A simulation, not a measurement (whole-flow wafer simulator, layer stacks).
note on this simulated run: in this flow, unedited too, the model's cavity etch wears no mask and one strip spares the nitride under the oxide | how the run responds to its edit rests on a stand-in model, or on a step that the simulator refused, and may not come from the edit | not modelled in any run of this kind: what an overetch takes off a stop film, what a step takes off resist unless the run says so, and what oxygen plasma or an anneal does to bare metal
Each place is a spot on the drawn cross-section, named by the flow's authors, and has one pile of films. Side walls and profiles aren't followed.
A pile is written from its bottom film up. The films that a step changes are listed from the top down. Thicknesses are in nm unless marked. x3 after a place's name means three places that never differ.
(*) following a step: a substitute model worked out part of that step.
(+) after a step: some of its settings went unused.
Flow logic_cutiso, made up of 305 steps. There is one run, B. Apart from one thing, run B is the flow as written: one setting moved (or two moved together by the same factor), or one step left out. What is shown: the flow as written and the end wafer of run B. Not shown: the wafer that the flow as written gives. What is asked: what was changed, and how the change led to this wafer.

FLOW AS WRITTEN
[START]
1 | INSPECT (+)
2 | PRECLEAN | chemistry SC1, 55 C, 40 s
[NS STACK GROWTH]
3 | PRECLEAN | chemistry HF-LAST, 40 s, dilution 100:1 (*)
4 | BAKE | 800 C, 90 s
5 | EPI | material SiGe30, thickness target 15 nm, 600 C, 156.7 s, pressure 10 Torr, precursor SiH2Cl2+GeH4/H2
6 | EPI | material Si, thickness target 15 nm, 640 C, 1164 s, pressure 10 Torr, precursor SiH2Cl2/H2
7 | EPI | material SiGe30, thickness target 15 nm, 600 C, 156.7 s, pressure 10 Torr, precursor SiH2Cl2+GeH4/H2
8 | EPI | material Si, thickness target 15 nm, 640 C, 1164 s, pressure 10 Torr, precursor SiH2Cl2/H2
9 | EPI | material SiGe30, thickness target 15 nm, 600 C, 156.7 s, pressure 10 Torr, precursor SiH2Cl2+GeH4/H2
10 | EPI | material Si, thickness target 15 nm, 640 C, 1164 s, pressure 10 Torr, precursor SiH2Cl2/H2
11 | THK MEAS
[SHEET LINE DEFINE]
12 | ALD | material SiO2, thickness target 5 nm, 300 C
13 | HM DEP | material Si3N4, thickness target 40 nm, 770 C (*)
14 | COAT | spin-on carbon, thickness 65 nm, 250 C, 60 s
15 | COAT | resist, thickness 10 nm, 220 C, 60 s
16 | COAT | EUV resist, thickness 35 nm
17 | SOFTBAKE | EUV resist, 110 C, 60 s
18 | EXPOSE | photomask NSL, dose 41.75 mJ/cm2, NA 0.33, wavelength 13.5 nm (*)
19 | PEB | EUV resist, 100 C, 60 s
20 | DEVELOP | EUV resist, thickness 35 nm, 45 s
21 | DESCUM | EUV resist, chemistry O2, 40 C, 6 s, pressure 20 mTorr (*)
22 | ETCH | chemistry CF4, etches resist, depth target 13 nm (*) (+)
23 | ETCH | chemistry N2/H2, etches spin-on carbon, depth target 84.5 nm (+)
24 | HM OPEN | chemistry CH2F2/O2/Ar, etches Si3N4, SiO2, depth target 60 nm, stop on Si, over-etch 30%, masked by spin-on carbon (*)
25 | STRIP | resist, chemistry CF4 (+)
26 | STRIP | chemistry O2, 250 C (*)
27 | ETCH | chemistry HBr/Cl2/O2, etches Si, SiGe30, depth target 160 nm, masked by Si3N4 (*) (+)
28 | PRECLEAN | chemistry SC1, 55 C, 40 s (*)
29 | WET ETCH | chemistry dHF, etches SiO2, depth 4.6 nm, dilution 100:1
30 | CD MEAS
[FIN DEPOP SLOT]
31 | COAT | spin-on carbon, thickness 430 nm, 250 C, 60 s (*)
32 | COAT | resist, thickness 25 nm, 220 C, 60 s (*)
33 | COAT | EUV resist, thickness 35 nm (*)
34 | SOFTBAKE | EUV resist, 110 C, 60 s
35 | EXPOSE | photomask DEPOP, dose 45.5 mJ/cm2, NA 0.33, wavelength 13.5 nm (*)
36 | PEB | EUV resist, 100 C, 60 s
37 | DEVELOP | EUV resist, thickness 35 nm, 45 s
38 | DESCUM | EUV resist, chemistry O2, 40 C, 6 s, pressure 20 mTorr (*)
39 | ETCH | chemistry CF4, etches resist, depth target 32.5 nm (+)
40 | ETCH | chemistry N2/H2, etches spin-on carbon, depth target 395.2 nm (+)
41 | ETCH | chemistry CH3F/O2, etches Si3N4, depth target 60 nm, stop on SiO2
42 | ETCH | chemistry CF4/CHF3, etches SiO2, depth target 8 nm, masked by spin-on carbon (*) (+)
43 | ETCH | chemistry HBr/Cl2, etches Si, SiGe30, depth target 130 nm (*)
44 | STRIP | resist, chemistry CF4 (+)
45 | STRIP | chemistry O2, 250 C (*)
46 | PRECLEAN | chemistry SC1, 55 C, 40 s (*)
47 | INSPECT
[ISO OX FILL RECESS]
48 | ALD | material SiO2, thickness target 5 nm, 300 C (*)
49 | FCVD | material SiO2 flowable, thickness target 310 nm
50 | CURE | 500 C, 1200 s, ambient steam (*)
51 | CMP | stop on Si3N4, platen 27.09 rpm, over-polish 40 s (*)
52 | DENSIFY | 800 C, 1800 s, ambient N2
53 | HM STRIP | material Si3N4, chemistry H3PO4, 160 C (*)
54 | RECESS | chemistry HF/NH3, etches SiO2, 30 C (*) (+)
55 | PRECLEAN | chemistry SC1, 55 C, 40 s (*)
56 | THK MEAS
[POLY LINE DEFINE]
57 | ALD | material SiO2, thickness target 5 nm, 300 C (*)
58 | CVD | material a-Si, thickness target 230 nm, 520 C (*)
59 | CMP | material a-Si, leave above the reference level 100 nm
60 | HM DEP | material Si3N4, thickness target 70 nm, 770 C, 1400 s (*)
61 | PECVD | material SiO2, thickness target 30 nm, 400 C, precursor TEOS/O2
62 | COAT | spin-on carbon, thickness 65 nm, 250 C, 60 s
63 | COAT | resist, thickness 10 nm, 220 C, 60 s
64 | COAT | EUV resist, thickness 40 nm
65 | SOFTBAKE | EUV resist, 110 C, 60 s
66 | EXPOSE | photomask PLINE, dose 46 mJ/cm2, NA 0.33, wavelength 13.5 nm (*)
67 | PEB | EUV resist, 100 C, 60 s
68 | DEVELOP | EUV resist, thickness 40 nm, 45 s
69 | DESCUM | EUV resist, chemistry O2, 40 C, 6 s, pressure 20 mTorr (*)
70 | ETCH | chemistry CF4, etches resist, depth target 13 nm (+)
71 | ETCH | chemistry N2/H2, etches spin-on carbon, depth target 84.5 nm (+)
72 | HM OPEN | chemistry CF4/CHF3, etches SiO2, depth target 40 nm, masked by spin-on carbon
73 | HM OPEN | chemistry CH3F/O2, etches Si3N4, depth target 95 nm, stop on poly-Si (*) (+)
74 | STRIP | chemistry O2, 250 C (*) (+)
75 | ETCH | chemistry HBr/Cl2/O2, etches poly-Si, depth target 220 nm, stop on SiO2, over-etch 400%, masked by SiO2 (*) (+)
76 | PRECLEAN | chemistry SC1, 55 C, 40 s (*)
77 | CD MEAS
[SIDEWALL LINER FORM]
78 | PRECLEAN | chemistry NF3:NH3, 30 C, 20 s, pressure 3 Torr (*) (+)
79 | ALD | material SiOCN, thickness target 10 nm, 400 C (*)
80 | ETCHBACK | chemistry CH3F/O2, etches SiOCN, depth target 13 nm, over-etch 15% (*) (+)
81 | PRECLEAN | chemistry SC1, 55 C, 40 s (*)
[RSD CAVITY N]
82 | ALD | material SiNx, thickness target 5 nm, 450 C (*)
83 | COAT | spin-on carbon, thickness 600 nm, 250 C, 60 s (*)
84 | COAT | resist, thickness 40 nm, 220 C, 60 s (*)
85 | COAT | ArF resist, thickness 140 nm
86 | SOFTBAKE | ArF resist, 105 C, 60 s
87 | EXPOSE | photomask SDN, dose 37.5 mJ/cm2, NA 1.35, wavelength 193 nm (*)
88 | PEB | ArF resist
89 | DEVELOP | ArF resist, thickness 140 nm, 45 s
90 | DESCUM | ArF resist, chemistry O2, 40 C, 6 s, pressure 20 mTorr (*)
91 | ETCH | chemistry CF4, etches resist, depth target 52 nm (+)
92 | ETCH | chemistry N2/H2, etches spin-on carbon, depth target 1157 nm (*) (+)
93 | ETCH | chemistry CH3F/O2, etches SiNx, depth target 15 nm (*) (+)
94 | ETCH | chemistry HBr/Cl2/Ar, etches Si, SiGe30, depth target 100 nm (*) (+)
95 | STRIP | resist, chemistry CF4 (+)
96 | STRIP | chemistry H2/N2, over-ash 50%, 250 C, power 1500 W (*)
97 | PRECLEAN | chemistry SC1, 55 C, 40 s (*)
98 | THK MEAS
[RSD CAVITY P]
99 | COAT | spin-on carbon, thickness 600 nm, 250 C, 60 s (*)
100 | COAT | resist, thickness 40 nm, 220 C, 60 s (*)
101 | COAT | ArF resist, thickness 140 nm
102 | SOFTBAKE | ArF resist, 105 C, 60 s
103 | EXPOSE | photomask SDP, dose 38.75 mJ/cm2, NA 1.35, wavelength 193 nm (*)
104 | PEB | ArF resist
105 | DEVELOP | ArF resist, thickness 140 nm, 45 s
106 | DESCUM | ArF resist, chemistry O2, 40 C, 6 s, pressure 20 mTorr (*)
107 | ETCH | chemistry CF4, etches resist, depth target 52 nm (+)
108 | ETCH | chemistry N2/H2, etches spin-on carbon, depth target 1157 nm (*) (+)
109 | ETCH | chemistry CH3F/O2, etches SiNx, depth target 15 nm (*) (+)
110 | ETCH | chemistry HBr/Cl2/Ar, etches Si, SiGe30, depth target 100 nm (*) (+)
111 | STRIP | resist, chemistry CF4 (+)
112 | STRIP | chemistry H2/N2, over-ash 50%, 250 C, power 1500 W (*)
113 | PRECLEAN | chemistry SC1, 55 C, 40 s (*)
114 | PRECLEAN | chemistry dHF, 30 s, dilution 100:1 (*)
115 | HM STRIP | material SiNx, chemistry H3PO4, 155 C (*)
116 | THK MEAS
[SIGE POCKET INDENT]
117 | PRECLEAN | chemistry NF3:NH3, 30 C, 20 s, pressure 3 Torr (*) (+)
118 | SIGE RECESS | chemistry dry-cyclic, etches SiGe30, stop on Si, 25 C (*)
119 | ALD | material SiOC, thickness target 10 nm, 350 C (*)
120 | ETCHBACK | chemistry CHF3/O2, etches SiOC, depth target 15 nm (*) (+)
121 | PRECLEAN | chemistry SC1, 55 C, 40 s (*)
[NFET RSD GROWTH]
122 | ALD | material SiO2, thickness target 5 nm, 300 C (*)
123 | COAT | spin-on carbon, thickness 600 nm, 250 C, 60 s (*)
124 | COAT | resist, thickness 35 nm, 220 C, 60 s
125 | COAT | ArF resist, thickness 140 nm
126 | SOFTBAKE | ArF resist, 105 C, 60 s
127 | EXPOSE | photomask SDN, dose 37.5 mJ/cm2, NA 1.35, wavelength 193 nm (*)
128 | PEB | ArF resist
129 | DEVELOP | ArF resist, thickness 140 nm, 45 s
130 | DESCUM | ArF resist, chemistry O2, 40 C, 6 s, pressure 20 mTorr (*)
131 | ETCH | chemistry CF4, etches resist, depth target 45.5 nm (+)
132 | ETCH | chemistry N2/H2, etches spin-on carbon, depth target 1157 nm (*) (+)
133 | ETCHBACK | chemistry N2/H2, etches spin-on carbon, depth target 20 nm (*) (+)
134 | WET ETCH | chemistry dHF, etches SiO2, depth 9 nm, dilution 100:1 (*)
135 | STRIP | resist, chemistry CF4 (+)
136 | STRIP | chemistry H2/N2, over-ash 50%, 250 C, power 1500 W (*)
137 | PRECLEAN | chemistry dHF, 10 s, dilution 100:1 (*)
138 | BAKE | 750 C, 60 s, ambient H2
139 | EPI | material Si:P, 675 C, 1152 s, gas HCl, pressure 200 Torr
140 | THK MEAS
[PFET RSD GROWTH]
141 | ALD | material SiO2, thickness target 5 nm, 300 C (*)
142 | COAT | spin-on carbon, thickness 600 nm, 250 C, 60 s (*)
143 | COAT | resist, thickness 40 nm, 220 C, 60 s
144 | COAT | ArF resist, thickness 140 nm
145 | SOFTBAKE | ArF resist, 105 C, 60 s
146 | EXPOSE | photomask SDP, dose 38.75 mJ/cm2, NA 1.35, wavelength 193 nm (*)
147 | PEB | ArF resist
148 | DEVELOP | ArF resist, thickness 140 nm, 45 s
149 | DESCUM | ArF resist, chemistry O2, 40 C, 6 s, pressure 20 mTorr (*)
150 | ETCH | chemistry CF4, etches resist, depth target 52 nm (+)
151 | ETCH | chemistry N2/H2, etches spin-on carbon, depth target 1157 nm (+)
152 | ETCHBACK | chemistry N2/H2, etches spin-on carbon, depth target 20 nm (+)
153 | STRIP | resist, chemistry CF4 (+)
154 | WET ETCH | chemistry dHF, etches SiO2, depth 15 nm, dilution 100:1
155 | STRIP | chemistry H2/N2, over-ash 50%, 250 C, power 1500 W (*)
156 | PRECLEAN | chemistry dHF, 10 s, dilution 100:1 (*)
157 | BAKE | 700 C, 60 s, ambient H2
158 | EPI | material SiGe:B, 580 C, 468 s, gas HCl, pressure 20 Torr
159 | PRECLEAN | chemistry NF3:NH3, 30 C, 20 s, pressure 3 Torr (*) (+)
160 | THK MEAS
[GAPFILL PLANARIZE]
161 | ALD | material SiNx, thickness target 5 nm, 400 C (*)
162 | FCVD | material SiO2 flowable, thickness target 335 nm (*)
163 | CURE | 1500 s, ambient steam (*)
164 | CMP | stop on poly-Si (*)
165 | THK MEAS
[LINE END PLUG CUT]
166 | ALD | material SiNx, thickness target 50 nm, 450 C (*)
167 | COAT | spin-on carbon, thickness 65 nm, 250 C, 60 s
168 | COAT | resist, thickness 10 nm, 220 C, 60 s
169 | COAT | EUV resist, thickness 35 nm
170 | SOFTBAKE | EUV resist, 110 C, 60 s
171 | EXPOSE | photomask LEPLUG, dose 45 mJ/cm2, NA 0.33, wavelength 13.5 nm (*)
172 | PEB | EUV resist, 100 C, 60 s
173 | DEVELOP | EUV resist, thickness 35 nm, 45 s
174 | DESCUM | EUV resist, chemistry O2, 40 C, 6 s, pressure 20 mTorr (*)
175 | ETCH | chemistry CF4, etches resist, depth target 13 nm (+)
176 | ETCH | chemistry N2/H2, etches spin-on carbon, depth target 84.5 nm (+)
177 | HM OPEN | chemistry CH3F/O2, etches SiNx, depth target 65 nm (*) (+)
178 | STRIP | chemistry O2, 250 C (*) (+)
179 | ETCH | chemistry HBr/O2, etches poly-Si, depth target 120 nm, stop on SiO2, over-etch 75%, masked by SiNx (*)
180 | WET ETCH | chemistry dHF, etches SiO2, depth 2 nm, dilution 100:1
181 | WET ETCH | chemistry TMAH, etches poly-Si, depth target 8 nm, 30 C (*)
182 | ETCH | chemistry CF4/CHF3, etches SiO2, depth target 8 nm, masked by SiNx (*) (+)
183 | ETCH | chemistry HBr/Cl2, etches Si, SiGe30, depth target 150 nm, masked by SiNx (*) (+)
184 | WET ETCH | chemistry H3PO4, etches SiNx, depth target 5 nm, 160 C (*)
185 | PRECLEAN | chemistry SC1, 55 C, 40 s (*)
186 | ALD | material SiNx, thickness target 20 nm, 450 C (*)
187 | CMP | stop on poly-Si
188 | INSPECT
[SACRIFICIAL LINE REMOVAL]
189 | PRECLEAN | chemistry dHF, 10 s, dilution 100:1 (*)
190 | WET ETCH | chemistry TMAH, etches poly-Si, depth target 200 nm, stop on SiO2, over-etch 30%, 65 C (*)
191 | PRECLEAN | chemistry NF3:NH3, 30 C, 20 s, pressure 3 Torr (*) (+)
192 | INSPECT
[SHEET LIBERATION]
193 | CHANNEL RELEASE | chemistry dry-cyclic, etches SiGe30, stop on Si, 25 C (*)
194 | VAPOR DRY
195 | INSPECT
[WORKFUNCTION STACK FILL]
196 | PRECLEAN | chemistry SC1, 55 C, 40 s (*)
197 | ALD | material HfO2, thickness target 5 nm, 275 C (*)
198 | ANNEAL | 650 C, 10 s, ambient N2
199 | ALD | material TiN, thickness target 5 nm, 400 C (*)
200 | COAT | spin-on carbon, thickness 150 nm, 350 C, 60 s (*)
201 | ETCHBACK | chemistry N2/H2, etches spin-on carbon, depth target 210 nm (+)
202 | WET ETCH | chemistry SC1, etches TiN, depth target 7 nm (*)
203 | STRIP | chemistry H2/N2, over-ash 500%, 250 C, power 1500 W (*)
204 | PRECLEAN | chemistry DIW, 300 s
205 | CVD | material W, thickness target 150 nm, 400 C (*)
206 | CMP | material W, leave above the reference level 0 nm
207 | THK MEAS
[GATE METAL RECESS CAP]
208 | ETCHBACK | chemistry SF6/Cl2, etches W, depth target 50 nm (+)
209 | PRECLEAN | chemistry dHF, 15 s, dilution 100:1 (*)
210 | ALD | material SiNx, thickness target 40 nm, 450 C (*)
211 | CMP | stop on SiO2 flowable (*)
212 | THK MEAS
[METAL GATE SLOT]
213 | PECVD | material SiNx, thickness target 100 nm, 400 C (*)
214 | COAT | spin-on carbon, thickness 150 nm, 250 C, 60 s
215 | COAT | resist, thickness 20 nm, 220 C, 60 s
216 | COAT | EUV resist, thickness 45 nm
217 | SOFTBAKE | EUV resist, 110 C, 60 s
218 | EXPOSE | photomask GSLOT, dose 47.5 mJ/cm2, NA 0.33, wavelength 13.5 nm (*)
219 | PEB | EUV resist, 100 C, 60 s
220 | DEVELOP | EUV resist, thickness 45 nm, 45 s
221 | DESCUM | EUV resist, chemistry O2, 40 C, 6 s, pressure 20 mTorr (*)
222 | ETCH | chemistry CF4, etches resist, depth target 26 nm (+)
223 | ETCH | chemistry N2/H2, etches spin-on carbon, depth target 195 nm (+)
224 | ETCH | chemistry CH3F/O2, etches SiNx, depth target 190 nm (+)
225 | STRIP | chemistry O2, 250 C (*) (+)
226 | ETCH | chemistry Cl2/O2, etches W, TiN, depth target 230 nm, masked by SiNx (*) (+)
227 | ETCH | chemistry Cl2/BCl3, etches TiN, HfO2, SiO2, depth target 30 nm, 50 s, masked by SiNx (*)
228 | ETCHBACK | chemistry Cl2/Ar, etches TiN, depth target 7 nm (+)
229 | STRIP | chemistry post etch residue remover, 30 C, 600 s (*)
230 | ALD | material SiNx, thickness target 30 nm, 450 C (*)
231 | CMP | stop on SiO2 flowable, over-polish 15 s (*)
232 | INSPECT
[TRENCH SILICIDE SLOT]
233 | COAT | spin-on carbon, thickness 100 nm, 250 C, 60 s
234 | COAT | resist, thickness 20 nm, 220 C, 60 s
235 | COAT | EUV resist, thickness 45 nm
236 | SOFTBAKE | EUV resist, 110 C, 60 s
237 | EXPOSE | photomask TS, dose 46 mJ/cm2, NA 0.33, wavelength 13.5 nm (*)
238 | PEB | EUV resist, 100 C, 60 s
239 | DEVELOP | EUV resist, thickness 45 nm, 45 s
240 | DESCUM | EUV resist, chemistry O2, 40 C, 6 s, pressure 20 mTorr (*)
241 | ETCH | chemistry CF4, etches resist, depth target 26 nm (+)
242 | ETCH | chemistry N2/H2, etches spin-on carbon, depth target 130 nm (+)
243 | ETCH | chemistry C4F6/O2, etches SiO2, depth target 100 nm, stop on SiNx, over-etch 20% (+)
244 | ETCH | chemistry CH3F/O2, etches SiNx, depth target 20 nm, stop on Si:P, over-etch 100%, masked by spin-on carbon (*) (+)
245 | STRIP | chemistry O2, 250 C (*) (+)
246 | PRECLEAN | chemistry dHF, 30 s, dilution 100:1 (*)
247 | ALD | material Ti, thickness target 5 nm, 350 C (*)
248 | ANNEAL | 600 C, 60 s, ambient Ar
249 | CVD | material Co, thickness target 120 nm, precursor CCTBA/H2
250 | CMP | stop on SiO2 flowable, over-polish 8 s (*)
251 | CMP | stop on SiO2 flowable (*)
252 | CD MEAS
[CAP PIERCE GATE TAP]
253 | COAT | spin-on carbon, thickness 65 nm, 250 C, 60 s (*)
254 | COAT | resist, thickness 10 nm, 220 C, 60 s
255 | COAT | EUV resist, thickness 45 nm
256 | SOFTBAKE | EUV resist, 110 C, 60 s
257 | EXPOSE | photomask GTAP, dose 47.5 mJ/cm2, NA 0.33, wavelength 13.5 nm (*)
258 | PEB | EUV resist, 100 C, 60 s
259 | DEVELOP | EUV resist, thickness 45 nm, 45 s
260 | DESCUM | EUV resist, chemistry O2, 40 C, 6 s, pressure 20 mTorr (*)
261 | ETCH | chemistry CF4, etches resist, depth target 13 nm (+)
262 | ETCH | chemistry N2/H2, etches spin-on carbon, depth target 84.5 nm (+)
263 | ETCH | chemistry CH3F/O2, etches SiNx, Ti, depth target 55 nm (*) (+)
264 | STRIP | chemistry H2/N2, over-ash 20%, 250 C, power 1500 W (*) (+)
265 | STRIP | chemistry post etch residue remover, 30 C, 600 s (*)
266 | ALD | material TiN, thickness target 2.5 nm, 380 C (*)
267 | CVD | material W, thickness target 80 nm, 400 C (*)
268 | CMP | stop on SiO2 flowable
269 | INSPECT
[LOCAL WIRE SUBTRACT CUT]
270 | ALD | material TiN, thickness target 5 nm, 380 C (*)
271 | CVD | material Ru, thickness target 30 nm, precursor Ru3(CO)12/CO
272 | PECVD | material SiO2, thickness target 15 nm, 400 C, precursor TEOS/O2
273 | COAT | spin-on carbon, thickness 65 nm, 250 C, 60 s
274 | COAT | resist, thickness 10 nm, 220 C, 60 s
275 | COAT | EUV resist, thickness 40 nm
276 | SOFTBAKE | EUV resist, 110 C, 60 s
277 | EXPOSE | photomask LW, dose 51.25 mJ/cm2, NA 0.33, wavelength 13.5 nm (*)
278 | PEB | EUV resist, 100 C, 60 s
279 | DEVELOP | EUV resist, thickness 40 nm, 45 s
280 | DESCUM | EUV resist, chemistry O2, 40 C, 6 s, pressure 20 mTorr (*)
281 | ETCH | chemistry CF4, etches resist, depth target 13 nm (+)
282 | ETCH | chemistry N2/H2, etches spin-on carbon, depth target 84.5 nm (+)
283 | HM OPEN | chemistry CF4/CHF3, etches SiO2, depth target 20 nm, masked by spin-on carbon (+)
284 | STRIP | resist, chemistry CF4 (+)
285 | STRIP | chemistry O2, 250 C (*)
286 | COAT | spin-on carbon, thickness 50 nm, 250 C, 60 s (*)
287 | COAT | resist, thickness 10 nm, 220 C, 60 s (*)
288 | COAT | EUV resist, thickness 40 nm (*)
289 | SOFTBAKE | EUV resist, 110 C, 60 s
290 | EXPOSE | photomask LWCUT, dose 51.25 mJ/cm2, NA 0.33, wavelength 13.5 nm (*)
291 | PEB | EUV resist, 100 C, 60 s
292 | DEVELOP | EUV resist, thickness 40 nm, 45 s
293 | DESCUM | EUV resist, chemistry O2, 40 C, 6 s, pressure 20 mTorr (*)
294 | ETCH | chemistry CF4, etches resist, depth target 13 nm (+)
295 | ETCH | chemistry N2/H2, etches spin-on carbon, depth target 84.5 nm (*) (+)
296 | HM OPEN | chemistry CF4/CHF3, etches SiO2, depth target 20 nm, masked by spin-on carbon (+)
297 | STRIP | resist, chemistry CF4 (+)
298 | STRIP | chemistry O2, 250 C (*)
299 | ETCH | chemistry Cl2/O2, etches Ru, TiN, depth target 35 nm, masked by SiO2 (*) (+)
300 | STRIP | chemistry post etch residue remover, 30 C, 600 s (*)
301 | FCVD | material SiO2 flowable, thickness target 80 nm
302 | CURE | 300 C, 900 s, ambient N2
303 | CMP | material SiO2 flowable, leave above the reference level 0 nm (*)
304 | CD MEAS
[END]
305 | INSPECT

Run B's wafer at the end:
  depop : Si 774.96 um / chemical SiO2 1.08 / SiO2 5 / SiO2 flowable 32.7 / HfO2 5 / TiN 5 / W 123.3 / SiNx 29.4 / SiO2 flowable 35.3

What caused this: step 201, ETCHBACK: depth target 168 nm was run, though the flow has depth target 210 nm.

Step by step, how the change led to this:
  201 | ETCHBACK | chemistry N2/H2, etches spin-on carbon, depth target 210 nm (+)
      depop: -168 spin-on carbon (it would be, as written: -194.7 spin-on carbon (all of it))
      dpovl: -168 spin-on carbon (it would be, as written: -194.8 spin-on carbon (all of it))
      (also at 9 further places)
  202 | WET ETCH | chemistry SC1, etches TiN, depth target 7 nm (*)
      depop, dpovl, isow, nsgap: -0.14 spin-on carbon (it would be, as written: -5 TiN (all of it))
  203 | STRIP | chemistry H2/N2, over-ash 500%, 250 C, power 1500 W (*)
      depop, dpovl: -26.6 spin-on carbon (all of it) (it would be, as written: nothing)
      isow: -27.3 spin-on carbon (all of it) (it would be, as written: nothing)
      (also at 8 further places)
